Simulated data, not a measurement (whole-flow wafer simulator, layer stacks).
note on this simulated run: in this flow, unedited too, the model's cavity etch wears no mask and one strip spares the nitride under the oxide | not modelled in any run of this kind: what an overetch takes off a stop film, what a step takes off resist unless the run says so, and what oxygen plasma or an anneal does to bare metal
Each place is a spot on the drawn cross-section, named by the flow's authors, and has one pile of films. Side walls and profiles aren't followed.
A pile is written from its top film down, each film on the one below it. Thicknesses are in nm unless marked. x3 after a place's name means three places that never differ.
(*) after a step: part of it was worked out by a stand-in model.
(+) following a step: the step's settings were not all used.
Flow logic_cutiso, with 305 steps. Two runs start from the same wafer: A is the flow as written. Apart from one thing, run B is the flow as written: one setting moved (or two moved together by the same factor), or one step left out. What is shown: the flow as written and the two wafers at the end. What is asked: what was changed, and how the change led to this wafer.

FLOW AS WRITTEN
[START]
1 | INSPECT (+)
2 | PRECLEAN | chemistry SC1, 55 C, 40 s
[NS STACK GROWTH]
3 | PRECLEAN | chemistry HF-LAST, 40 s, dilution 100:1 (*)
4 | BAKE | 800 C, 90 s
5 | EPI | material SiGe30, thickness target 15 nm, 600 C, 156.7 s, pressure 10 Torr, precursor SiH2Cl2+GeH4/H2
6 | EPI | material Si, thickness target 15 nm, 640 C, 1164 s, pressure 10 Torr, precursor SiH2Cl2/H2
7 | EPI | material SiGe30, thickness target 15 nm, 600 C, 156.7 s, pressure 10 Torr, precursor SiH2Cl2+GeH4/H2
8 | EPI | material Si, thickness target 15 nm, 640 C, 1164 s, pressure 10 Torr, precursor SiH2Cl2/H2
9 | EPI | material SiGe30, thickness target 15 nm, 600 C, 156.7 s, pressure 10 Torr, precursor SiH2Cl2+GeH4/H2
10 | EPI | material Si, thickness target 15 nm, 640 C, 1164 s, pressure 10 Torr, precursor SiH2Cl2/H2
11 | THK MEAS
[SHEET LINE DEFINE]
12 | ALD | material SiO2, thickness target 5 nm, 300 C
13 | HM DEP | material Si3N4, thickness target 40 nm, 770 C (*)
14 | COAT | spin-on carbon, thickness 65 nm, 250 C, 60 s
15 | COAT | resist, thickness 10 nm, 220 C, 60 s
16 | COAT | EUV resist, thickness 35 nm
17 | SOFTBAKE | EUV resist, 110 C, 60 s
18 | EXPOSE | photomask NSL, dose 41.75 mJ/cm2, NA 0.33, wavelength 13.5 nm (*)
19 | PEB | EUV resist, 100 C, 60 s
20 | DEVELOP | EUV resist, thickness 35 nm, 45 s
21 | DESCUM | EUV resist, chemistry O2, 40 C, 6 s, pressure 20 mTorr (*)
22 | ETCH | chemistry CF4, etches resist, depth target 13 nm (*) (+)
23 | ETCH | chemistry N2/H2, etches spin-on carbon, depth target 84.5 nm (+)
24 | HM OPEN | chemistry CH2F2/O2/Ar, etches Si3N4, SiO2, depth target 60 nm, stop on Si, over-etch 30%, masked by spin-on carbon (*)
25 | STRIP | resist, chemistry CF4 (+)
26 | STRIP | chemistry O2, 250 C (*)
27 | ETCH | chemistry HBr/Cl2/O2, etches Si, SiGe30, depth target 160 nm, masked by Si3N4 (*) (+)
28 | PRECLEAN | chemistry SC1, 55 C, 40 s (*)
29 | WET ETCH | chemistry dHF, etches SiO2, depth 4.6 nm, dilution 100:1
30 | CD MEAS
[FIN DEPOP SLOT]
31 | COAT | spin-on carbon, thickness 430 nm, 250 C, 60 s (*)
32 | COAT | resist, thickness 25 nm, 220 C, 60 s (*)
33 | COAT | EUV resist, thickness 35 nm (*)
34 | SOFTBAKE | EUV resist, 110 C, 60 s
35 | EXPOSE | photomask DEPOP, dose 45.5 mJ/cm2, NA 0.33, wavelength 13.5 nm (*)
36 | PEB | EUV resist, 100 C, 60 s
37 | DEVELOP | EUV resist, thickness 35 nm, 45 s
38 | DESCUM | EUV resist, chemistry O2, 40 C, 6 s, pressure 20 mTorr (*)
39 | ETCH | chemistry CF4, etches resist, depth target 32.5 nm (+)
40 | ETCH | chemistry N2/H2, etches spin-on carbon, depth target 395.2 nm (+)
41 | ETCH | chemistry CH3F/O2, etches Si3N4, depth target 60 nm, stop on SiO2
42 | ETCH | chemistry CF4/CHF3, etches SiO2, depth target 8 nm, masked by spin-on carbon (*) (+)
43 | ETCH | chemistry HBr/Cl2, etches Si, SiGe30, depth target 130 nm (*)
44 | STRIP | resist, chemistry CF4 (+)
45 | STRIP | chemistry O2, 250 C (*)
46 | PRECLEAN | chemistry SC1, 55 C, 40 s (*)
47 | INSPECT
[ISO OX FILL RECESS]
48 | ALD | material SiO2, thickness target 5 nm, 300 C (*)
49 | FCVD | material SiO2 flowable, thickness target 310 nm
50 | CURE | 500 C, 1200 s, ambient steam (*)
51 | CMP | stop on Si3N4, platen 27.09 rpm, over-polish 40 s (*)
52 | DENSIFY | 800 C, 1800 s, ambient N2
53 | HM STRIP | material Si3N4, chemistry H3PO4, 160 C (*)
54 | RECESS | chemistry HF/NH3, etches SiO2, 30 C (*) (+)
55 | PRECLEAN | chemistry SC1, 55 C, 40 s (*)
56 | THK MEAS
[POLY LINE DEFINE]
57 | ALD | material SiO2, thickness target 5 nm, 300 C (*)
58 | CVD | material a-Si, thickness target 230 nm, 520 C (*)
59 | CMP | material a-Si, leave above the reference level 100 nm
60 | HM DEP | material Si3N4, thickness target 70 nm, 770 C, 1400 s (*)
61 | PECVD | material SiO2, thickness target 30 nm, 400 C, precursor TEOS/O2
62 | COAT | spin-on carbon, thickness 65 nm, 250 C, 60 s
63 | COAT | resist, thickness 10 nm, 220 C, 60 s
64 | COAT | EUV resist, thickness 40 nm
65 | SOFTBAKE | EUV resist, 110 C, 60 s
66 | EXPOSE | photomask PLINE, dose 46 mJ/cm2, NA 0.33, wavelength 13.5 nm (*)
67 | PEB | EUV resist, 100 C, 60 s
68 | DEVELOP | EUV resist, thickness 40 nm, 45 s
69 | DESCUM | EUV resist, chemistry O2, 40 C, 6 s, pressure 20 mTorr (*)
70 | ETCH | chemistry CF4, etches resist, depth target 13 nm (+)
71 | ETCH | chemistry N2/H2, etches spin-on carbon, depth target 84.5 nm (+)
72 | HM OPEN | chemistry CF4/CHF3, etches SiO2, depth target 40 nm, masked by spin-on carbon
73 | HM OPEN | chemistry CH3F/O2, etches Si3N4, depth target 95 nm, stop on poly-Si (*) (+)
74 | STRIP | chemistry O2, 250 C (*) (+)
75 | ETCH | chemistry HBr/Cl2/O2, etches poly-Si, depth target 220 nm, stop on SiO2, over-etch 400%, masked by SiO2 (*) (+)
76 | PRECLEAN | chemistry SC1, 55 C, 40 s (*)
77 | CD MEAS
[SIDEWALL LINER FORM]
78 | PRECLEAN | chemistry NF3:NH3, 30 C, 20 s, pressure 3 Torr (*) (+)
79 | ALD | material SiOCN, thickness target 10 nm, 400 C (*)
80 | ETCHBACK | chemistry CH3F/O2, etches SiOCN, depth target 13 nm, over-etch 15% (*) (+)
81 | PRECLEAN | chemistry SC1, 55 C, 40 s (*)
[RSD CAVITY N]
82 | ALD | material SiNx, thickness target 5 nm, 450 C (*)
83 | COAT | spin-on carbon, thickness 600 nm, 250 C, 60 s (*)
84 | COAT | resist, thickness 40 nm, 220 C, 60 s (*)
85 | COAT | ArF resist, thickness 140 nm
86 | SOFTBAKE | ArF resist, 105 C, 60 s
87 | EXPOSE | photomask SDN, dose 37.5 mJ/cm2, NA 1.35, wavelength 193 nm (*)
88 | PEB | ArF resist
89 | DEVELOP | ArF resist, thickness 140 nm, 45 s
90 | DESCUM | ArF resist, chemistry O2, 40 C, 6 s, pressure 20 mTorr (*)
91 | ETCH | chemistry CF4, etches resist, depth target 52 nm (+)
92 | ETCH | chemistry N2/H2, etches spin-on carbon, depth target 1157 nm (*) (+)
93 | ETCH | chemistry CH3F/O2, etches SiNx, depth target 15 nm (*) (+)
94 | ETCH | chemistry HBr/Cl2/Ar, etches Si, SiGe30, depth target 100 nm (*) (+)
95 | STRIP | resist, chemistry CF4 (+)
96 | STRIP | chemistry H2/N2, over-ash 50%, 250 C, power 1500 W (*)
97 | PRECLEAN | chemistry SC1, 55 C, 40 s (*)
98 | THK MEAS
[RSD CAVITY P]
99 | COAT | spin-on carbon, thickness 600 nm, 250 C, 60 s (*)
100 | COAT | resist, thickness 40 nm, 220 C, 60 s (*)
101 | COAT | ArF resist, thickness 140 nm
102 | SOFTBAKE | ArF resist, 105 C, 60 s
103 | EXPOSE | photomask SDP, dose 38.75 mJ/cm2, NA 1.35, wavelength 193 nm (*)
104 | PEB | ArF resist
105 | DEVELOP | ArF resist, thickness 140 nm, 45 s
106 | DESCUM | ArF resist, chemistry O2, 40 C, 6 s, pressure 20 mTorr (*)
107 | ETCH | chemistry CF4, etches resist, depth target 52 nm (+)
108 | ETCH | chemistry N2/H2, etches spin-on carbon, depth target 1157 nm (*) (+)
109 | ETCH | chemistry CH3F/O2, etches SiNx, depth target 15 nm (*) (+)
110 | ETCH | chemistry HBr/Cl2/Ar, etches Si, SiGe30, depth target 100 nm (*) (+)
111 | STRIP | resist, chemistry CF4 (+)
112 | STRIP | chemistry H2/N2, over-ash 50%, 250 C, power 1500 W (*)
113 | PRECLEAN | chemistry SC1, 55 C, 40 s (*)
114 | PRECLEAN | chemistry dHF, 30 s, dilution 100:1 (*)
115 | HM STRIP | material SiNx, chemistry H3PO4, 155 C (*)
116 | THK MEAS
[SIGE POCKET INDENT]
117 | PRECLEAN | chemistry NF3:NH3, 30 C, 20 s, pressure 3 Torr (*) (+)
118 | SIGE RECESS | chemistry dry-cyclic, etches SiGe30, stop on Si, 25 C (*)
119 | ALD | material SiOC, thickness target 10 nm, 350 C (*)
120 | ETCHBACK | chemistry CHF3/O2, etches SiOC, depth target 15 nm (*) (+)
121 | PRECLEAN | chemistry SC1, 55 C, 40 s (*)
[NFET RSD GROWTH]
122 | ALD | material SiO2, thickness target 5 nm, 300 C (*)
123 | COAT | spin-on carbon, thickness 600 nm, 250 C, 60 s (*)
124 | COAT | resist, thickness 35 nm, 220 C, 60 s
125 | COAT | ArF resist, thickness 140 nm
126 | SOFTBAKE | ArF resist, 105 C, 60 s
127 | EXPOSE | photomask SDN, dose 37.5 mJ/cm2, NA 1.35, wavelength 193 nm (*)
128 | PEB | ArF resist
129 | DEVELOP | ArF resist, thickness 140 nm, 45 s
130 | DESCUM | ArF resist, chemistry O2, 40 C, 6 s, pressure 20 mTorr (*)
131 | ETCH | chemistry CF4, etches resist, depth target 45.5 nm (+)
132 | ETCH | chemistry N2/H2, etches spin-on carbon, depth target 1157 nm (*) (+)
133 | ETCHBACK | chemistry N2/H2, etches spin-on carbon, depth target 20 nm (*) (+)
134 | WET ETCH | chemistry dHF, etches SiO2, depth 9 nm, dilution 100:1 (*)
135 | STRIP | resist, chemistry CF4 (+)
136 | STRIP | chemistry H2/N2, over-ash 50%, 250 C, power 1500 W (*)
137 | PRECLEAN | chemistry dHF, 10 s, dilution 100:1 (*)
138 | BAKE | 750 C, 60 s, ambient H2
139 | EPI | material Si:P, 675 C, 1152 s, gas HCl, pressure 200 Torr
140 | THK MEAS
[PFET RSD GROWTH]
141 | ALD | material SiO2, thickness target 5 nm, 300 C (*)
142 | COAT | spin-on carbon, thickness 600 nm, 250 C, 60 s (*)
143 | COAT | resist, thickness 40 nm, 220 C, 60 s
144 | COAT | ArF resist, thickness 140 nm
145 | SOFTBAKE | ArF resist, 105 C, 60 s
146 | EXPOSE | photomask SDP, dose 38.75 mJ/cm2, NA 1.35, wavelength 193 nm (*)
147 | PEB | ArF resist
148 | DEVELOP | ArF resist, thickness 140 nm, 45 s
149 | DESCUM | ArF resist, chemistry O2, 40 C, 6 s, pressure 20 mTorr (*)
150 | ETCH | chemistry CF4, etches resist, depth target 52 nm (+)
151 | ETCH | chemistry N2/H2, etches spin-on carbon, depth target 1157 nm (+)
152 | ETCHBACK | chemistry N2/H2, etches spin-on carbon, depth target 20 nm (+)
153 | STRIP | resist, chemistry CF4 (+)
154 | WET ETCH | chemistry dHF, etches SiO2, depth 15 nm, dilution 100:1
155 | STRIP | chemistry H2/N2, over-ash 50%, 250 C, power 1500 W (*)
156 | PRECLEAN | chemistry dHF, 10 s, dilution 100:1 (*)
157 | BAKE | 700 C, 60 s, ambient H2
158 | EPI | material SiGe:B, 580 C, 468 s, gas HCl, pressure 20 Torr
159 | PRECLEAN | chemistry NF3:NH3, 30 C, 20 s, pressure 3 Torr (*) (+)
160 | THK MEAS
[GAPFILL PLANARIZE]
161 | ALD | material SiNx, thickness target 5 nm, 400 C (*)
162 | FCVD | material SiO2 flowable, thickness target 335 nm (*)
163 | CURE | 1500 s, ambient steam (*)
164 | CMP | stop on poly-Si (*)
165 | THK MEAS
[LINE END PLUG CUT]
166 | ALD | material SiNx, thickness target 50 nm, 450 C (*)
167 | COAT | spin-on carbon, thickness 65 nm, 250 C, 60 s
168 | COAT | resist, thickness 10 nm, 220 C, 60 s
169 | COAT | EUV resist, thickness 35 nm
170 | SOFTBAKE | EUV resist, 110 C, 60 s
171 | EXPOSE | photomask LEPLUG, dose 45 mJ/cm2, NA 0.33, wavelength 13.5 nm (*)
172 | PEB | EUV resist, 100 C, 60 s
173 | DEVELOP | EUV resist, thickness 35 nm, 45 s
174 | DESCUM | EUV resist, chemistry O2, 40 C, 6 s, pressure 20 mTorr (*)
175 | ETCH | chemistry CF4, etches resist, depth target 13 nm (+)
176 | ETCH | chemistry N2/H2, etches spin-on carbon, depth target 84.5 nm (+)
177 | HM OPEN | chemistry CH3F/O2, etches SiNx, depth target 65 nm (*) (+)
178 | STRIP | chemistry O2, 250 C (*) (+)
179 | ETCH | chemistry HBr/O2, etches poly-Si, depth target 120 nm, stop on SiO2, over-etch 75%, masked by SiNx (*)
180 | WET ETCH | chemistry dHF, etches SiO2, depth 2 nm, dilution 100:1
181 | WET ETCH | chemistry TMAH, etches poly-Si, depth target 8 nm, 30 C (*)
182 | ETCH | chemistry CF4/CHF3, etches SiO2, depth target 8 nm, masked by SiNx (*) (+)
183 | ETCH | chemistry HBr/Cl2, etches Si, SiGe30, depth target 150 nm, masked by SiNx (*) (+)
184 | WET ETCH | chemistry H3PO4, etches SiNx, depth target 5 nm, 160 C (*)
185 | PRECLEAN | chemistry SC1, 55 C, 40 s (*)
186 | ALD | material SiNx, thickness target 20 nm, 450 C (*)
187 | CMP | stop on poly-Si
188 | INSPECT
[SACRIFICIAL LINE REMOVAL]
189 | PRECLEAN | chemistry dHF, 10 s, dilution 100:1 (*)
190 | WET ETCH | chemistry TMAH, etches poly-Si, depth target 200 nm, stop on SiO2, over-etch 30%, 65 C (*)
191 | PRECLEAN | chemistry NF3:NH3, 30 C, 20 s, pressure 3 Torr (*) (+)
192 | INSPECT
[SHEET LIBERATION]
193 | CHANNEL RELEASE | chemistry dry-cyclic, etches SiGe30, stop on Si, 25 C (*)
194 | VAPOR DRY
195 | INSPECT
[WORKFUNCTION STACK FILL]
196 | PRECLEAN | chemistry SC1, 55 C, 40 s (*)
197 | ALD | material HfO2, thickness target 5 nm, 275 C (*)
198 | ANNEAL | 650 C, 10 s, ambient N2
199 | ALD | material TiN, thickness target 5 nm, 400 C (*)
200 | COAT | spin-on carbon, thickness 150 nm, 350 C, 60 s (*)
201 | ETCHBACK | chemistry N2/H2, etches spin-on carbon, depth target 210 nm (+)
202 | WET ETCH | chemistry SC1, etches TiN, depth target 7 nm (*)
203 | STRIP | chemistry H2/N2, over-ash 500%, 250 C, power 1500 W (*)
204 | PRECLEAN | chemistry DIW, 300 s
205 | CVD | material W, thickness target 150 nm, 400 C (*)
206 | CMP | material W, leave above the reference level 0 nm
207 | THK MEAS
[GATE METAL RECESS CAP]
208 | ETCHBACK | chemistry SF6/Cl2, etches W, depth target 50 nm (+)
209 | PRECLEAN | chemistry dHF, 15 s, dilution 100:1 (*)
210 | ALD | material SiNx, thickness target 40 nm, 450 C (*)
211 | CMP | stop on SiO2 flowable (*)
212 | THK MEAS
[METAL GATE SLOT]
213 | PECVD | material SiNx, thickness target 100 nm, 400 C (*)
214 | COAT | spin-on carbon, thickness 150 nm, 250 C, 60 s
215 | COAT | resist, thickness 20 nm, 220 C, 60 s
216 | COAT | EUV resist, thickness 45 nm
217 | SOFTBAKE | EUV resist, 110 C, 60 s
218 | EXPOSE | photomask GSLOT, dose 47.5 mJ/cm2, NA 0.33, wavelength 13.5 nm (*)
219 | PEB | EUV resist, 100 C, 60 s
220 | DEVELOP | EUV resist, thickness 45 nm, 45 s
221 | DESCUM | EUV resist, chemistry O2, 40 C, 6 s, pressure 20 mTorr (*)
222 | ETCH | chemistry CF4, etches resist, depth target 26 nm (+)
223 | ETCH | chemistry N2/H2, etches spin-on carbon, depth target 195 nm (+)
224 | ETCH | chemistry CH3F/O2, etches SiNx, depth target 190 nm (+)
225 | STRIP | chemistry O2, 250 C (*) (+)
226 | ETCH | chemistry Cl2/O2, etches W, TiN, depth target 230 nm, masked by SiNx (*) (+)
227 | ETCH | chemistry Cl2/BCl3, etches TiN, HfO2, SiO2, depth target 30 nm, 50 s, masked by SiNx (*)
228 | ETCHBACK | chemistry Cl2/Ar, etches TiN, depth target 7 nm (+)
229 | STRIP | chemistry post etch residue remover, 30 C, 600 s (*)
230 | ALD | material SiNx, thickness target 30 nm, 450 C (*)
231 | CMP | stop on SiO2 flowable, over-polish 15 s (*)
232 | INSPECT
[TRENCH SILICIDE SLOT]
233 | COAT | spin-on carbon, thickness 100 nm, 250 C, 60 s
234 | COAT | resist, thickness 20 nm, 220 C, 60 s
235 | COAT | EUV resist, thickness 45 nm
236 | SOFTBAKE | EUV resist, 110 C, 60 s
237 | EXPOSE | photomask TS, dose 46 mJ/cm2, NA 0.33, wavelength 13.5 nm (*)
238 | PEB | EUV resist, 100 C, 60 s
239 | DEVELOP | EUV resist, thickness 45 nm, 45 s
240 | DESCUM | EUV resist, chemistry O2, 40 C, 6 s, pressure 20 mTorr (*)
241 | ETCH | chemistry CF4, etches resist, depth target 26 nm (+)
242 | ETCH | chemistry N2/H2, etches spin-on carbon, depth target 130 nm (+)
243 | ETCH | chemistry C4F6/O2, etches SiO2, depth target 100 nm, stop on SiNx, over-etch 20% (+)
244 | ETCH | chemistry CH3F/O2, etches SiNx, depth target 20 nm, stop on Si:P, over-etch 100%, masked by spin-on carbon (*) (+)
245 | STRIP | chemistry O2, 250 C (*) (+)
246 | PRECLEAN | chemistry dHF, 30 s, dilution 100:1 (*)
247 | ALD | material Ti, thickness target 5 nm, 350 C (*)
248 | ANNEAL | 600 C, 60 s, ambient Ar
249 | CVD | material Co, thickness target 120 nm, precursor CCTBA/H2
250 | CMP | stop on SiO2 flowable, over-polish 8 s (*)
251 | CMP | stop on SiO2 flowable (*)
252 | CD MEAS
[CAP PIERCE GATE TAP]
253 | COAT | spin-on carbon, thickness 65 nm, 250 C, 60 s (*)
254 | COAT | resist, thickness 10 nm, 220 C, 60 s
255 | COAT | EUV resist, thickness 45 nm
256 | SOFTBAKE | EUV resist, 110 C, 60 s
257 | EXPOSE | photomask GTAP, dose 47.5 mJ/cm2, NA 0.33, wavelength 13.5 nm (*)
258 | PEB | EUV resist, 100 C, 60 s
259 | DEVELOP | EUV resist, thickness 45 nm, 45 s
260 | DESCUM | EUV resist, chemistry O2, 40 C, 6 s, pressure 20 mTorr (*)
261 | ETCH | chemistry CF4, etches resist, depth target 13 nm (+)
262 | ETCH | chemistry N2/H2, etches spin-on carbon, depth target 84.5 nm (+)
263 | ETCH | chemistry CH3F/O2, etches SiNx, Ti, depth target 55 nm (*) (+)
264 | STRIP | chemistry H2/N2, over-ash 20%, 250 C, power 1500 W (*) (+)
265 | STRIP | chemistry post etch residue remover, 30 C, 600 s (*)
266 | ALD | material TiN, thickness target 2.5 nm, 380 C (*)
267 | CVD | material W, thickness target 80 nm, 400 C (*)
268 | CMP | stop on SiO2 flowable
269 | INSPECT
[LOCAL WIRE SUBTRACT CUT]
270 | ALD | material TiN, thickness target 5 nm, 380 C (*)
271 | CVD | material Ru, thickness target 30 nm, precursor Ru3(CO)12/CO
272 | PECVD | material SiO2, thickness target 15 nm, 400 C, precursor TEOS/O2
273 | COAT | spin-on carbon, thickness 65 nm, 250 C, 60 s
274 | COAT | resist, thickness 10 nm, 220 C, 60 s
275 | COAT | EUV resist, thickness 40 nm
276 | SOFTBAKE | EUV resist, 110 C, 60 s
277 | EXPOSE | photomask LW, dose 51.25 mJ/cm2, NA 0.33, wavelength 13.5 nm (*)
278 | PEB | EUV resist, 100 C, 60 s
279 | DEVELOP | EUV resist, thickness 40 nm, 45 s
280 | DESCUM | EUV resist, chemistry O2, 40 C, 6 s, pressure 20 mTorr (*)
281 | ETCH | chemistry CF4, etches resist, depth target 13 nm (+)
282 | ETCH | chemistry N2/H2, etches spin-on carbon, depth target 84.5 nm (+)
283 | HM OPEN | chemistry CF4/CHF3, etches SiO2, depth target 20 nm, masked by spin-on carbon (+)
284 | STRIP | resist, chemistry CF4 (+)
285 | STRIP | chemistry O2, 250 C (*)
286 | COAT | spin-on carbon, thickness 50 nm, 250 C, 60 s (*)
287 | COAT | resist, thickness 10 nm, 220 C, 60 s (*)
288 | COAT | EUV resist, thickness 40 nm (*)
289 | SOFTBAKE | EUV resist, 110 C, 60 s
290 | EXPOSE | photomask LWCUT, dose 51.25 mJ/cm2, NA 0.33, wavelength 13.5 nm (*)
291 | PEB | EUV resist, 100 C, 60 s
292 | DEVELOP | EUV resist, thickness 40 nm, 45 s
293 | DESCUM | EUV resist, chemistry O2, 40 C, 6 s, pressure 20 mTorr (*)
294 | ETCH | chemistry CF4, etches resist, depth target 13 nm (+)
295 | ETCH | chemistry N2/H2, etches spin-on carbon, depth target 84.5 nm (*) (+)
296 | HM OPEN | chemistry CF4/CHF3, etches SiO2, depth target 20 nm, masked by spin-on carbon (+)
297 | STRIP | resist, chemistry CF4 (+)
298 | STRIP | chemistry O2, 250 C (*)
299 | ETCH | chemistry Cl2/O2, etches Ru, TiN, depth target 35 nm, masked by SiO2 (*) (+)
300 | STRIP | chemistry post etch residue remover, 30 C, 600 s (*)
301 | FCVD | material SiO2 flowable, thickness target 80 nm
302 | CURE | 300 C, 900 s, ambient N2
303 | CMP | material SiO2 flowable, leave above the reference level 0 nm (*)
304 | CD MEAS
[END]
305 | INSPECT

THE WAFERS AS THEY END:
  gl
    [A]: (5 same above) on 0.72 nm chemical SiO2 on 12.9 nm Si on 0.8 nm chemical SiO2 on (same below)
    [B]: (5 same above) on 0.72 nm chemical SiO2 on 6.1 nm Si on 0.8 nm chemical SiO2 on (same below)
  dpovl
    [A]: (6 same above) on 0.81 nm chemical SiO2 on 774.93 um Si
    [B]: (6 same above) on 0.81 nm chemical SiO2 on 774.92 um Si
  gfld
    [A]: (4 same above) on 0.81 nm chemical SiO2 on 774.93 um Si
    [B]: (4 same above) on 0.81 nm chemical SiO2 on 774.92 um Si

Cause: step 10, EPI: thickness target 8.2 nm was run, while the flow as written has thickness target 15 nm; step 10, EPI: 640.4 s was run, where the flow has 1164 s.

Step by step, how the change led to this:
  10 | EPI | material Si, thickness target 15 nm, 640 C, 1164 s, pressure 10 Torr, precursor SiH2Cl2/H2
      depop, dpovl, gfld and 19 more: A +15 Si (new film) | B +8.25 Si (new film)
  27 | ETCH | chemistry HBr/Cl2/O2, etches Si, SiGe30, depth target 160 nm, masked by Si3N4 (*) (+)
      gfld, gxf, iso, lnri: A -0.79 chemical SiO2 (all of it), -11.4 Si (all of it), -15 SiGe30 (all of it), -15 Si (all of it), -15 SiGe30 (all of it), -15 Si (all of it), -15 SiGe30 (all of it), -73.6 Si | B -0.79 chemical SiO2 (all of it), -4.6 Si (all of it), -15 SiGe30 (all of it), -15 Si (all of it), -15 SiGe30 (all of it), -15 Si (all of it), -15 SiGe30 (all of it), -80.4 Si
      dpovl, nsgap: A -0.79 chemical SiO2 (all of it), -11.8 Si (all of it), -15 SiGe30 (all of it), -15 Si (all of it), -15 SiGe30 (all of it), -15 Si (all of it), -15 SiGe30 (all of it), -73.2 Si | B -0.79 chemical SiO2 (all of it), -5 Si (all of it), -15 SiGe30 (all of it), -15 Si (all of it), -15 SiGe30 (all of it), -15 Si (all of it), -15 SiGe30 (all of it), -80 Si
      (as well as at 1 more place)
  43 | ETCH | chemistry HBr/Cl2, etches Si, SiGe30, depth target 130 nm (*)
      depop: A -14 Si (all of it), -15 SiGe30 (all of it), -15 Si (all of it), -15 SiGe30 (all of it), -15 Si (all of it), -15 SiGe30 (all of it), -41 Si | B -7.27 Si (all of it), -15 SiGe30 (all of it), -15 Si (all of it), -15 SiGe30 (all of it), -15 Si (all of it), -15 SiGe30 (all of it), -47.7 Si
  94 | ETCH | chemistry HBr/Cl2/Ar, etches Si, SiGe30, depth target 100 nm (*) (+)
      rsdn, rsdx: A -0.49 chemical SiO2 (all of it), -12.8 Si (all of it), -15 SiGe30 (all of it), -15 Si (all of it), -15 SiGe30 (all of it), -15 Si (all of it), -15 SiGe30 (all of it), -12.2 Si | B -0.49 chemical SiO2 (all of it), -6.07 Si (all of it), -15 SiGe30 (all of it), -15 Si (all of it), -15 SiGe30 (all of it), -15 Si (all of it), -15 SiGe30 (all of it), -18.9 Si
  110 | ETCH | chemistry HBr/Cl2/Ar, etches Si, SiGe30, depth target 100 nm (*) (+)
      rsdp, rsdw: A -0.49 chemical SiO2 (all of it), -12.8 Si (all of it), -15 SiGe30 (all of it), -15 Si (all of it), -15 SiGe30 (all of it), -15 Si (all of it), -15 SiGe30 (all of it), -12.2 Si | B -0.49 chemical SiO2 (all of it), -6.07 Si (all of it), -15 SiGe30 (all of it), -15 Si (all of it), -15 SiGe30 (all of it), -15 Si (all of it), -15 SiGe30 (all of it), -18.9 Si
  183 | ETCH | chemistry HBr/Cl2, etches Si, SiGe30, depth target 150 nm, masked by SiNx (*) (+)
      plug: A -13.6 Si (all of it), -15 SiGe30 (all of it), -15 Si (all of it), -15 SiGe30 (all of it), -15 Si (all of it), -15 SiGe30 (all of it), -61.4 Si | B -6.8 Si (all of it), -15 SiGe30 (all of it), -15 Si (all of it), -15 SiGe30 (all of it), -15 Si (all of it), -15 SiGe30 (all of it), -68.2 Si
